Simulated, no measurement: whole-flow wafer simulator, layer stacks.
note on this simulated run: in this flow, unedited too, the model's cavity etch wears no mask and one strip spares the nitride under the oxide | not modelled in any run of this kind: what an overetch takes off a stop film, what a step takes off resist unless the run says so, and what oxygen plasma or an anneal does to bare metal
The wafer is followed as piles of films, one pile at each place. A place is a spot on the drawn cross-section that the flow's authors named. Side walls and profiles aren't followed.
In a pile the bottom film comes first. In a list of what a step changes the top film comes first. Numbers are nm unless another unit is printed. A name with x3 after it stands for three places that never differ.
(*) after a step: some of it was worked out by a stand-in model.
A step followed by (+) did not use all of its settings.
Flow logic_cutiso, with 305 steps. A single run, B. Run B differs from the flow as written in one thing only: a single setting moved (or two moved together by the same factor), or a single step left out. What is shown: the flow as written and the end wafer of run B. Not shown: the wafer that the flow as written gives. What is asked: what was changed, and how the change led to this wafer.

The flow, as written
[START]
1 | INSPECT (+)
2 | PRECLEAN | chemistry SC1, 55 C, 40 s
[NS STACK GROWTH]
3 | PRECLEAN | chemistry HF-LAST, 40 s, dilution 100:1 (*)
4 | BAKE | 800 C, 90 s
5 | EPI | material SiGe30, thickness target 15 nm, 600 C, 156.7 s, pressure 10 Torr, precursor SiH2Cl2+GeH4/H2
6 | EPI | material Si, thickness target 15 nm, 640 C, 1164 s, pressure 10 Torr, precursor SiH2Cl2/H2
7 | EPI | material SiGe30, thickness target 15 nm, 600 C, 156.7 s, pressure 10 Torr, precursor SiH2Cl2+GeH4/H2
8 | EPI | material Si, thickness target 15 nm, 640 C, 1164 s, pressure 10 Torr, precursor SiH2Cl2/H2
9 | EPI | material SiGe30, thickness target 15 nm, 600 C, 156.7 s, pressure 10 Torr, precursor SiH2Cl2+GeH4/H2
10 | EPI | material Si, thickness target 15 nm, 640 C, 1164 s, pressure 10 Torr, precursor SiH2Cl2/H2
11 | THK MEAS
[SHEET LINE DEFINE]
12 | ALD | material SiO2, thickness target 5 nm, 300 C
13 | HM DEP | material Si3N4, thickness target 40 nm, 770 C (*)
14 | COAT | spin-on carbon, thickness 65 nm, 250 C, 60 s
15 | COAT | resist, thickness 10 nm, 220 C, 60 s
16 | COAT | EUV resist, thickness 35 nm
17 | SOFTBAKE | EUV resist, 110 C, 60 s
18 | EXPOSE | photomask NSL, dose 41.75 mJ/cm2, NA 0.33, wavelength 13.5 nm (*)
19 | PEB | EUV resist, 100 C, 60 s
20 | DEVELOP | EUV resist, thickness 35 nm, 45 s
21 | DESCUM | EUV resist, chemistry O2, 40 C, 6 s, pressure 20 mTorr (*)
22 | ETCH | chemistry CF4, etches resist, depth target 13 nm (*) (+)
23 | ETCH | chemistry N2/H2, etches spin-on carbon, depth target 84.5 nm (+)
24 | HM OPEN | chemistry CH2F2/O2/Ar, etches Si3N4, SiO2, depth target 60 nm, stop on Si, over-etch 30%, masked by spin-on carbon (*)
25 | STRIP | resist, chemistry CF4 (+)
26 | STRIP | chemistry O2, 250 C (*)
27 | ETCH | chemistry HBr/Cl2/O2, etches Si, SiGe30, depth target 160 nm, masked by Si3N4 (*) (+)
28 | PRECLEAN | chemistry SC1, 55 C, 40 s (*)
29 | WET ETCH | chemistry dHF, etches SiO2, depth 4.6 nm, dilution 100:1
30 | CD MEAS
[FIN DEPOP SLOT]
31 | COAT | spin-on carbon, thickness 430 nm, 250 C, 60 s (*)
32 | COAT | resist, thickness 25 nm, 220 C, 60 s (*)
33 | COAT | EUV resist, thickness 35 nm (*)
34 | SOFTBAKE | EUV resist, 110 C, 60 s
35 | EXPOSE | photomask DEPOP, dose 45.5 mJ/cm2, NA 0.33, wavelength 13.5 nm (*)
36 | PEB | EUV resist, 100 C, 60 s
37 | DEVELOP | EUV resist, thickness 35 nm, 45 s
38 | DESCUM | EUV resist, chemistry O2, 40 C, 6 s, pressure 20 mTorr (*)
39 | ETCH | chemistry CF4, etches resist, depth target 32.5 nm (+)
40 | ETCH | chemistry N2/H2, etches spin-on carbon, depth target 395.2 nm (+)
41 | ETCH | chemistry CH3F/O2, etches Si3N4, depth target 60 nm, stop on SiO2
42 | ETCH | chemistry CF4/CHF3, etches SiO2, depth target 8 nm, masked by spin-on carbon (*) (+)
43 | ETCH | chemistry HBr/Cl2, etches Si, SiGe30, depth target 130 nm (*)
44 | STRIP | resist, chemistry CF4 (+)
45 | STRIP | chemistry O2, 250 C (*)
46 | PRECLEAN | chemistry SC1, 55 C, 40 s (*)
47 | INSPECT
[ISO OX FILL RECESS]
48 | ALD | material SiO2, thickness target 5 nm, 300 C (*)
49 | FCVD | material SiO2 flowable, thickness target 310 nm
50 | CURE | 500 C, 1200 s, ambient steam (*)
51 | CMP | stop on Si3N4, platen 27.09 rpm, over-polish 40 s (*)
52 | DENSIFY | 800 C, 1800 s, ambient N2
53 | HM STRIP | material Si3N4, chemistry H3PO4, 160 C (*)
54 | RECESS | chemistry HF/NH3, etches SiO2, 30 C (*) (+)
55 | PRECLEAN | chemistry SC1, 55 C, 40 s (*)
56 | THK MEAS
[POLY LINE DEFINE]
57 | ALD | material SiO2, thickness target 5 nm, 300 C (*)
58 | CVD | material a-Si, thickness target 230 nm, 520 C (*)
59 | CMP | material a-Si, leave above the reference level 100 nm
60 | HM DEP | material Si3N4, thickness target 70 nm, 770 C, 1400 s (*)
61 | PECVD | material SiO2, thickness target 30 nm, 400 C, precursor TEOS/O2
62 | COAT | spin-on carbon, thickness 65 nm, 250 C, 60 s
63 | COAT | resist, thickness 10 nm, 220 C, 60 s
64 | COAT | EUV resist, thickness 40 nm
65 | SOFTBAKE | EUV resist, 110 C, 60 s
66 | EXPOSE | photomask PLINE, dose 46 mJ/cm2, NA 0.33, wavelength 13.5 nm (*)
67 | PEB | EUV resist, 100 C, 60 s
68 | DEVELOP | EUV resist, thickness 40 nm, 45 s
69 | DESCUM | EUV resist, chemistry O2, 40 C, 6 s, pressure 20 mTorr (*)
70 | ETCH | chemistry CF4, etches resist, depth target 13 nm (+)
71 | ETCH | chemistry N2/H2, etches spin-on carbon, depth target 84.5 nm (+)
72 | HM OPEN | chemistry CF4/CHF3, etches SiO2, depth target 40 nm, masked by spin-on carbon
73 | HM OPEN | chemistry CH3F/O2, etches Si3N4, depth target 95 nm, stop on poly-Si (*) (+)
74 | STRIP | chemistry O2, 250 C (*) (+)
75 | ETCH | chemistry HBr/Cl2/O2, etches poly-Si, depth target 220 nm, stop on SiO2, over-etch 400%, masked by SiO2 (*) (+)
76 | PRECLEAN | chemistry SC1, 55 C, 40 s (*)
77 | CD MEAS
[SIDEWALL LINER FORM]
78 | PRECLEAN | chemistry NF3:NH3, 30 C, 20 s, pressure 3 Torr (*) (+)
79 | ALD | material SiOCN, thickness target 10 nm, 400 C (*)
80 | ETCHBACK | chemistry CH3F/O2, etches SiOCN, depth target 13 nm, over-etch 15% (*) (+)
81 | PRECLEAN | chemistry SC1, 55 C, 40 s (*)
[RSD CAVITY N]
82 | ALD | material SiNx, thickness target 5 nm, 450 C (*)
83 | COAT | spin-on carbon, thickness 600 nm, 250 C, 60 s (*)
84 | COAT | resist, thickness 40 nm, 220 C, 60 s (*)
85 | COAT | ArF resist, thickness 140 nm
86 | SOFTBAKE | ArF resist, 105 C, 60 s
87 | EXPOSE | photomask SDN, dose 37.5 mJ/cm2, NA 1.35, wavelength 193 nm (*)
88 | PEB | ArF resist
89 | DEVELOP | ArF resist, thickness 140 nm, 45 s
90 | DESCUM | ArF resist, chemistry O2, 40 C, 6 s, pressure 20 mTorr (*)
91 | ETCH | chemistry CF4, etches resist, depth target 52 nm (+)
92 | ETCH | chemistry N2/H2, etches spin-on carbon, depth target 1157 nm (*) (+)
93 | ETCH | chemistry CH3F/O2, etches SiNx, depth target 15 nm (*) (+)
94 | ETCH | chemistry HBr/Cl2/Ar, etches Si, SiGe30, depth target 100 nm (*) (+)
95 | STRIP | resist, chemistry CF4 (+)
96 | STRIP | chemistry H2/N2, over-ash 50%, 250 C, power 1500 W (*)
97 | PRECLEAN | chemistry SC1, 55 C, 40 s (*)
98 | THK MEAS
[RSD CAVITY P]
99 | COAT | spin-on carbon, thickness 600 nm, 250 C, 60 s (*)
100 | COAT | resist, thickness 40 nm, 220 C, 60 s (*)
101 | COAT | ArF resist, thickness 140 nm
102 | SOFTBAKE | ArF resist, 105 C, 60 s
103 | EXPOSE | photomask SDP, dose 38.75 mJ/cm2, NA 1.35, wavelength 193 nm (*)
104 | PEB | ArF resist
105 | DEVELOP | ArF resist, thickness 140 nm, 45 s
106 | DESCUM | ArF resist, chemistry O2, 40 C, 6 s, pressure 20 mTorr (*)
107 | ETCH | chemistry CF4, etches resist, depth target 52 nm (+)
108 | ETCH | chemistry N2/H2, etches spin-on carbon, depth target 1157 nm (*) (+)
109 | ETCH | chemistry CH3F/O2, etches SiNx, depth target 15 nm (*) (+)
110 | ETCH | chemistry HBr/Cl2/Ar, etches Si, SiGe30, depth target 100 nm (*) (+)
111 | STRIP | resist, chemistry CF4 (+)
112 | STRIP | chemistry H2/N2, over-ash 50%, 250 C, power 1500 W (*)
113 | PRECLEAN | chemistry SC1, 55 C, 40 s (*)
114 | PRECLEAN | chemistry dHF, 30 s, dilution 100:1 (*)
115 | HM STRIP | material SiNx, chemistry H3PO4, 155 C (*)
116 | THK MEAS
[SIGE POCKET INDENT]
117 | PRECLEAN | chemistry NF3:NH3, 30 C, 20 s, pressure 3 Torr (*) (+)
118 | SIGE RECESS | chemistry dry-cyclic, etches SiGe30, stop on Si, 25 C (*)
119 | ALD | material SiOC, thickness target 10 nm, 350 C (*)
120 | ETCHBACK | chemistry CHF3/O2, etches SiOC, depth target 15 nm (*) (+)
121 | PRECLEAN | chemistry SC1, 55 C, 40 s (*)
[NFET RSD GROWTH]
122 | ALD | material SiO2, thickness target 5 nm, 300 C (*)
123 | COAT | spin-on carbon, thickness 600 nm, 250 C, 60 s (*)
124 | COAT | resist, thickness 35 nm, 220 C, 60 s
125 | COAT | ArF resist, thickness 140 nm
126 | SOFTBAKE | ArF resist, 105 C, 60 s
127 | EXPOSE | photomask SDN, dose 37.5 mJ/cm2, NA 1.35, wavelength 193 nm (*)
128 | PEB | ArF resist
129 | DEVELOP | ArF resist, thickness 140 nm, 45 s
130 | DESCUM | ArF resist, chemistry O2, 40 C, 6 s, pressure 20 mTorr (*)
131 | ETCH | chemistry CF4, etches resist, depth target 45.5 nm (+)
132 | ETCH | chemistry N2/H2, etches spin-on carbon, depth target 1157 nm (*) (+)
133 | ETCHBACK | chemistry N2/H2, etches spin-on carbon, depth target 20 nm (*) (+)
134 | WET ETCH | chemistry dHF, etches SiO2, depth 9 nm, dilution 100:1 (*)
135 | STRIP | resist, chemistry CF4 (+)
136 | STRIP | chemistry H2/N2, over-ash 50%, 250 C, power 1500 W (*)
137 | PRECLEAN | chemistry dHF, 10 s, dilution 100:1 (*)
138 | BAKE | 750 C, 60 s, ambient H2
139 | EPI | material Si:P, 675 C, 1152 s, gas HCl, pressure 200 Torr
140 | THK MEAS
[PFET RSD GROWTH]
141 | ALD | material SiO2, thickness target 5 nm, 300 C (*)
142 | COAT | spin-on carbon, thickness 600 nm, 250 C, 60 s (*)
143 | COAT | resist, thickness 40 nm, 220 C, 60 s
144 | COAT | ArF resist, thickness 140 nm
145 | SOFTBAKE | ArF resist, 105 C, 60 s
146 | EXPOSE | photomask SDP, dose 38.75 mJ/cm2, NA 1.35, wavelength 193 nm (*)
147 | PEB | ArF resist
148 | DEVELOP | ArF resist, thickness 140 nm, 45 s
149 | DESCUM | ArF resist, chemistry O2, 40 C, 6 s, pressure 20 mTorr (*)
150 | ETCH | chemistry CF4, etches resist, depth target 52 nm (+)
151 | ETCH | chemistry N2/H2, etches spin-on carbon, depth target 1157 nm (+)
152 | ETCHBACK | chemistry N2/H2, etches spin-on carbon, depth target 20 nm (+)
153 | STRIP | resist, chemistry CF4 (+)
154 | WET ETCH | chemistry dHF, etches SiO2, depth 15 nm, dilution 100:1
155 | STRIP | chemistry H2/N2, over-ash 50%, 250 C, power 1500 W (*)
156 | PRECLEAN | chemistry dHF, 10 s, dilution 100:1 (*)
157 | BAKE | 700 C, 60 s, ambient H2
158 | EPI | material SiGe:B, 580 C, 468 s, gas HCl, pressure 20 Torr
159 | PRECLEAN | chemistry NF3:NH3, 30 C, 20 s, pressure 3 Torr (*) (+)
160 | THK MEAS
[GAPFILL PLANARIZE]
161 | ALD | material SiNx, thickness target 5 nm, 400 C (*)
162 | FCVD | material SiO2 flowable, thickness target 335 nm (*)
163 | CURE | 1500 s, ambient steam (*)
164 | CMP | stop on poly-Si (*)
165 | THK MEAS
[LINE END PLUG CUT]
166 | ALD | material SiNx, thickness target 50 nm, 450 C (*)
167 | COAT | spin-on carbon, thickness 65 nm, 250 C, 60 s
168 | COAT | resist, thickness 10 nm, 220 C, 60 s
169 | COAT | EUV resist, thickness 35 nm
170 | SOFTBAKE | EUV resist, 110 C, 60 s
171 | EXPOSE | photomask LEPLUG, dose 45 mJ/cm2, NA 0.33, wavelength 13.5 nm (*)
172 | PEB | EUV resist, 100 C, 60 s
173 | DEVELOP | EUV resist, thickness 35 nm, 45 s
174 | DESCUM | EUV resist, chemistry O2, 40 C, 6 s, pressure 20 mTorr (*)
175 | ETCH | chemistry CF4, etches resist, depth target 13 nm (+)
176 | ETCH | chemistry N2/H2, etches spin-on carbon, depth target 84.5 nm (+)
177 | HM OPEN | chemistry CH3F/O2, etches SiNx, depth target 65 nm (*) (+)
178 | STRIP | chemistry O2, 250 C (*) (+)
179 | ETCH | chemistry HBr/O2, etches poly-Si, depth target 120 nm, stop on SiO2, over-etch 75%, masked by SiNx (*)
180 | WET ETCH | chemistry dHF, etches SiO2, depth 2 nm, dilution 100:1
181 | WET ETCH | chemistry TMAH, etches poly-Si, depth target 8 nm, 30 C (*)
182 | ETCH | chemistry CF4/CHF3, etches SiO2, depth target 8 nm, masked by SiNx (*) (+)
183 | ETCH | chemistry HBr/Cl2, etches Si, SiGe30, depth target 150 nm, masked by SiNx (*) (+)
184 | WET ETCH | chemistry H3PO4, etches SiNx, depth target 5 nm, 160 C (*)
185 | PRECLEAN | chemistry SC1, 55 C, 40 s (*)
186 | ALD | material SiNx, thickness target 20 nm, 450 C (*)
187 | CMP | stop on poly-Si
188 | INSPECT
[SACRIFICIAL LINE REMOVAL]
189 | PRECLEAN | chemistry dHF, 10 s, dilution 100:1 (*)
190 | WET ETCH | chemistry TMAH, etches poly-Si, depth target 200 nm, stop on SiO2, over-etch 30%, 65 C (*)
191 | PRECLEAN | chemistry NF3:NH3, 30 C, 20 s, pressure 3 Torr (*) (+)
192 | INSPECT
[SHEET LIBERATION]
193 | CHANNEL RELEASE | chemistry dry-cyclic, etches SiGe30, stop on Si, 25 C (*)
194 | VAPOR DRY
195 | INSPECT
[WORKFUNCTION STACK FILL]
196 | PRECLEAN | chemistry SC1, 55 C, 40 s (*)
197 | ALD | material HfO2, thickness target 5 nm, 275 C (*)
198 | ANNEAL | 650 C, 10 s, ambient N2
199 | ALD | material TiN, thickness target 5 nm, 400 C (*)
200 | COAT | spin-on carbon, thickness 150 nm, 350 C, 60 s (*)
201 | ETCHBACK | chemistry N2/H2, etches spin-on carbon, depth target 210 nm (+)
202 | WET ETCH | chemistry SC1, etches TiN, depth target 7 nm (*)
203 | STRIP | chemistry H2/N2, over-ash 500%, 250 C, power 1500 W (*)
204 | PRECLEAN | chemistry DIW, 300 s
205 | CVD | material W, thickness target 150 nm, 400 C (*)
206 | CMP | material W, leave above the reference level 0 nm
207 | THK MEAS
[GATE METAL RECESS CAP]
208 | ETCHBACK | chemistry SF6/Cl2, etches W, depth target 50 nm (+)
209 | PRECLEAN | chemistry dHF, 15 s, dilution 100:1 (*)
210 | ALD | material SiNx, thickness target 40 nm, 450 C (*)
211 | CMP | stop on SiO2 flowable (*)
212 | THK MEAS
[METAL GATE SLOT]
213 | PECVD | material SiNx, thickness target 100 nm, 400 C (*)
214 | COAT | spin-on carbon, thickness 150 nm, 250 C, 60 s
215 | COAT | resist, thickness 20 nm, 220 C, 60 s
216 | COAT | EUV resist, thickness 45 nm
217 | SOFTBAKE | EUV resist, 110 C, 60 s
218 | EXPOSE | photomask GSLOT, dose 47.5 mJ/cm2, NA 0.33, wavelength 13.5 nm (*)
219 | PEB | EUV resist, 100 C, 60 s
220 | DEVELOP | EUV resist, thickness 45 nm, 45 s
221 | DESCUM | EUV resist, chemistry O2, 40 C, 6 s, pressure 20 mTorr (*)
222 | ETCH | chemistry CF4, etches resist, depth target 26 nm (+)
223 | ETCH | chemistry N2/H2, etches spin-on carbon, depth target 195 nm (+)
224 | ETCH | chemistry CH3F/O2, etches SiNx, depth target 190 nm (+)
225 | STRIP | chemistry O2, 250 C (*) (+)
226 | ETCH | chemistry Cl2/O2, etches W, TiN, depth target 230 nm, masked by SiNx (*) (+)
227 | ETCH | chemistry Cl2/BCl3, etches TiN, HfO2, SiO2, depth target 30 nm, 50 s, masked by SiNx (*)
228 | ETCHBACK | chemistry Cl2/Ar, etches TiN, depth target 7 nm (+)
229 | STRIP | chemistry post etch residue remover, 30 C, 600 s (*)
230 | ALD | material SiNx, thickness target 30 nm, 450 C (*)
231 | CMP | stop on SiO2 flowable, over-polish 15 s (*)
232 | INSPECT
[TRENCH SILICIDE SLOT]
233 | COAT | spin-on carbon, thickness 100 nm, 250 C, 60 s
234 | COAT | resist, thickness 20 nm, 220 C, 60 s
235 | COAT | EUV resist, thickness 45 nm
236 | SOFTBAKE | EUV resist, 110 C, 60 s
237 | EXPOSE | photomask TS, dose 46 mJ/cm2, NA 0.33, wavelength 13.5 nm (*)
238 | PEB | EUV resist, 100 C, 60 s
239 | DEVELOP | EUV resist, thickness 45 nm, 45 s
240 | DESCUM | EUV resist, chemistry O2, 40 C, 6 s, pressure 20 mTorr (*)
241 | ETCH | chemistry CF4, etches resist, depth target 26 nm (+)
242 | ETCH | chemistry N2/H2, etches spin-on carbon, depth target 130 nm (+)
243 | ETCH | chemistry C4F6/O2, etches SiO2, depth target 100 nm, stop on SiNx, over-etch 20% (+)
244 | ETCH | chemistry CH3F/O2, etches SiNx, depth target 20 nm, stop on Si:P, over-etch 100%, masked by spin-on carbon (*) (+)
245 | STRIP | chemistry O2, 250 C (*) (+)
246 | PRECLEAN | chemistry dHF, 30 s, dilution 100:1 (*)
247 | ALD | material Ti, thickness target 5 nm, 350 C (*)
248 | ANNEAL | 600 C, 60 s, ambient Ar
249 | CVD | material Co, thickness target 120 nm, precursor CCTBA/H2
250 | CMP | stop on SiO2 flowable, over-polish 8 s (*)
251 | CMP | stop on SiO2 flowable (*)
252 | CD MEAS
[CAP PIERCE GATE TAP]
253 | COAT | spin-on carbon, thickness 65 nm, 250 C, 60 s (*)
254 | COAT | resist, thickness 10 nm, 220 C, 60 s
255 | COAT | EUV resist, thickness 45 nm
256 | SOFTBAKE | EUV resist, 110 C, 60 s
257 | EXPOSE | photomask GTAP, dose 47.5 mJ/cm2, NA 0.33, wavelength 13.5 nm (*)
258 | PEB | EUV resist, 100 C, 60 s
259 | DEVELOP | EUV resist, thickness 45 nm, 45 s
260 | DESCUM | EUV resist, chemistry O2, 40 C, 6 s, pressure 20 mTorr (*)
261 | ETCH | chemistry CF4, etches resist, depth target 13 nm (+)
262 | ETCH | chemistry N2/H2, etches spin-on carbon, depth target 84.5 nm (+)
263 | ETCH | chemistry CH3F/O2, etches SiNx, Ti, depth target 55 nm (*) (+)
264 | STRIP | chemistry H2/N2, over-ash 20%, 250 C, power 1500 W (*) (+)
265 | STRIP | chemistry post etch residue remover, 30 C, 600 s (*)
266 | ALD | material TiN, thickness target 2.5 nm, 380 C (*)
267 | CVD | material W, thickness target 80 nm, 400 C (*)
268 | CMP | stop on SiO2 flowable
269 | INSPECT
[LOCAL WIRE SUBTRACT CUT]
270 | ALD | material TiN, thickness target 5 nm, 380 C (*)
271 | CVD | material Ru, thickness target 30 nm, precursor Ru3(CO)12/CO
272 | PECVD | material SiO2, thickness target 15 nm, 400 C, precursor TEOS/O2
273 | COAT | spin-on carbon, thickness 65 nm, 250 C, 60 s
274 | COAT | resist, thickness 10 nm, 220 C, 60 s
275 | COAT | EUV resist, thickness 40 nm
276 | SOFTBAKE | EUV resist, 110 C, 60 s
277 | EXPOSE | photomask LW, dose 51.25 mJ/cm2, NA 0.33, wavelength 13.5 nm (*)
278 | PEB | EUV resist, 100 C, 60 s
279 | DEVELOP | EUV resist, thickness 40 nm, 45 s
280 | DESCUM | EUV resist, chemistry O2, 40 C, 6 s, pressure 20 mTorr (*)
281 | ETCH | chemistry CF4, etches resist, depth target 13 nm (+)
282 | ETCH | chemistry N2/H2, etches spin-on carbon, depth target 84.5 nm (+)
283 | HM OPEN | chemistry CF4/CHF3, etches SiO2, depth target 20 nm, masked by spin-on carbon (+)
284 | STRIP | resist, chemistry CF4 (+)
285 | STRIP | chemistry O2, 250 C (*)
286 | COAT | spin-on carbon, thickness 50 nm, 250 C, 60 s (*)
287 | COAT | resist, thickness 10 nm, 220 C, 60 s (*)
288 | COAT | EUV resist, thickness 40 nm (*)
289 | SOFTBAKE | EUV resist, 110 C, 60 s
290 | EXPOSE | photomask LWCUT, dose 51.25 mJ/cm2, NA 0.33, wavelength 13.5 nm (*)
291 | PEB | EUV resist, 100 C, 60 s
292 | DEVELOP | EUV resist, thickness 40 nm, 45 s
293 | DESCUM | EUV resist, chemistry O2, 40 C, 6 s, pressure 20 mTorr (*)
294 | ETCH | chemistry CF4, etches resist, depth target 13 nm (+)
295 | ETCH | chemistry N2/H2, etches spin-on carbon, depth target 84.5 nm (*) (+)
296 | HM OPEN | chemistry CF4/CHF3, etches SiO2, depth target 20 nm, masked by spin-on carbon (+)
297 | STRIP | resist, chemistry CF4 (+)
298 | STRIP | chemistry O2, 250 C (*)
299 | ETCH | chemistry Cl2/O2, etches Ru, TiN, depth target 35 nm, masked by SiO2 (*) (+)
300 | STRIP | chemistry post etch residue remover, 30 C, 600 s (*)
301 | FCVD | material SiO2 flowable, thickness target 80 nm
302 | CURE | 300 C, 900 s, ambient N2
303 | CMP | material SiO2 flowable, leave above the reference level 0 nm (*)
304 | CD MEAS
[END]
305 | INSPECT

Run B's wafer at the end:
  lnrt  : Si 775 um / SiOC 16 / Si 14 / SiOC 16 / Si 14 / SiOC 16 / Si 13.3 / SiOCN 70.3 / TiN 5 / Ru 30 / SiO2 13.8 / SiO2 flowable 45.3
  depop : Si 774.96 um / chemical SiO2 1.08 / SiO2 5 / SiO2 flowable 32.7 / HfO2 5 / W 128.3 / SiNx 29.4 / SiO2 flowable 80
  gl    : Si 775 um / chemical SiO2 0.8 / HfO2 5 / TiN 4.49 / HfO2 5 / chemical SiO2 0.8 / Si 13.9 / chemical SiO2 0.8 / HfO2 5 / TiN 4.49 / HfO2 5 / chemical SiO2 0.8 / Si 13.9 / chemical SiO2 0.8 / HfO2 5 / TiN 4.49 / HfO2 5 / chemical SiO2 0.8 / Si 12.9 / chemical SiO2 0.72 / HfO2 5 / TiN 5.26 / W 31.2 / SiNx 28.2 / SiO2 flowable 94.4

Cause: step 303, CMP: material SiO2 flowable, leave above the reference level 0 nm (*), was skipped.

Step by step, how the change led to this:
  (no step that both runs have acts differently)
